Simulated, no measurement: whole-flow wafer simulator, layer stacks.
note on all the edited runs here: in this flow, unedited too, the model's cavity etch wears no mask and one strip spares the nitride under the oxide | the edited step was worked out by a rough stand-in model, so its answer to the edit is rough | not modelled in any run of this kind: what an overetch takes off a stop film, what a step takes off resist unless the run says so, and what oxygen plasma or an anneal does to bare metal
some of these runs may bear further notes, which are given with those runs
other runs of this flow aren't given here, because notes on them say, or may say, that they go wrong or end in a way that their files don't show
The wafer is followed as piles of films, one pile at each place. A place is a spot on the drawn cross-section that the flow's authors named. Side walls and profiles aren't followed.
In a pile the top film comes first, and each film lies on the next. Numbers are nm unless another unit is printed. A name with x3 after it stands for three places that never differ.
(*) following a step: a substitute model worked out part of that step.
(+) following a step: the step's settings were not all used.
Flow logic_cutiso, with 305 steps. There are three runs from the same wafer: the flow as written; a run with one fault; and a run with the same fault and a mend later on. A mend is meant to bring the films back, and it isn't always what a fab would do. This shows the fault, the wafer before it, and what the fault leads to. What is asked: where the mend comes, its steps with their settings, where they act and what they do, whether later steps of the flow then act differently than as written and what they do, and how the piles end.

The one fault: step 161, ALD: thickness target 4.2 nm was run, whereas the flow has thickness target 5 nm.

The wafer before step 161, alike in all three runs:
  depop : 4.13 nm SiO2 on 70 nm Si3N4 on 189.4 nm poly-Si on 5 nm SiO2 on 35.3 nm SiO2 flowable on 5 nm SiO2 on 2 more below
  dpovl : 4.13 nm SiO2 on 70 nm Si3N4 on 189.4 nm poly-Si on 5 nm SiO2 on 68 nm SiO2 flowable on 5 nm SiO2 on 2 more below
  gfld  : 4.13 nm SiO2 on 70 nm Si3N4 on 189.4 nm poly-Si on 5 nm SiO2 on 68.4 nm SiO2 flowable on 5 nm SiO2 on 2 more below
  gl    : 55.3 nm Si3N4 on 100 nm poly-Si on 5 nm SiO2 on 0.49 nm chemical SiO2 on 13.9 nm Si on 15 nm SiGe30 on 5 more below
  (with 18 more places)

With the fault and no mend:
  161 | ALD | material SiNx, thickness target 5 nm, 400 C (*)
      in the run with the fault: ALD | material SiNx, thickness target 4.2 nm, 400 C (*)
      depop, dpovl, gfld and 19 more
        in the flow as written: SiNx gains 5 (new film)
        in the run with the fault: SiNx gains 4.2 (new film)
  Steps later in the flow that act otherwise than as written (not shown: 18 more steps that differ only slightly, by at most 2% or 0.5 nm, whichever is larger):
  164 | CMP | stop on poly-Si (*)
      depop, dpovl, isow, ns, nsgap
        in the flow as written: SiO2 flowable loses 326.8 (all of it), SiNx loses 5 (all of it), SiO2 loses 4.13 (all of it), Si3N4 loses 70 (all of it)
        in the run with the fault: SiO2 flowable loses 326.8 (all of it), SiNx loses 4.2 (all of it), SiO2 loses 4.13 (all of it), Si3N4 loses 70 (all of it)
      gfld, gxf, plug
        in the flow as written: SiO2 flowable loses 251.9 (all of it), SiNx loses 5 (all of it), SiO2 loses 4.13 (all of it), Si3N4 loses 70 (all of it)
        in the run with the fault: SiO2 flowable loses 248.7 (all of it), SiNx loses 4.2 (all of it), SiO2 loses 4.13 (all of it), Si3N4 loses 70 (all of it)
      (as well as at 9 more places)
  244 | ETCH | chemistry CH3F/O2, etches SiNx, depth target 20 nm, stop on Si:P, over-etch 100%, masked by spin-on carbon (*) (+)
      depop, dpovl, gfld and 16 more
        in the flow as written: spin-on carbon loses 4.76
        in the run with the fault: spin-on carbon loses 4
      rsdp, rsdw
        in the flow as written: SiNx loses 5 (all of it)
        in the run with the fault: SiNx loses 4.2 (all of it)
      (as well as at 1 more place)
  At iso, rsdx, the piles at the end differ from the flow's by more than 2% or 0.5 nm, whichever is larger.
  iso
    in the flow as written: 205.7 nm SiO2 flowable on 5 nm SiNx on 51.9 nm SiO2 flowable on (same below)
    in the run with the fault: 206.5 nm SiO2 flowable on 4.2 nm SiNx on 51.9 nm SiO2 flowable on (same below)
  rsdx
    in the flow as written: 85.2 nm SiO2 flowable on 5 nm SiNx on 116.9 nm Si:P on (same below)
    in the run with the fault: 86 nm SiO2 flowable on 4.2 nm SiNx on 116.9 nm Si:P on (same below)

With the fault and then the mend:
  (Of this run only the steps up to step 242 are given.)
  The mend follows step 161.
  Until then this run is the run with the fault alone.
  161a | ALD | material SiNx, thickness target 0.8 nm, 400 C (*) (the flow's step 161, run once more with other settings)
      depop, dpovl, gfld and 19 more
        SiNx gains 0.8
  None of the later steps of the flow up to step 242 differs from how it acts as written, at any place that is followed, by more than 2% or 0.5 nm, whichever is larger.
  Once step 242 is done, the piles equal the flow's at every place that both follow.
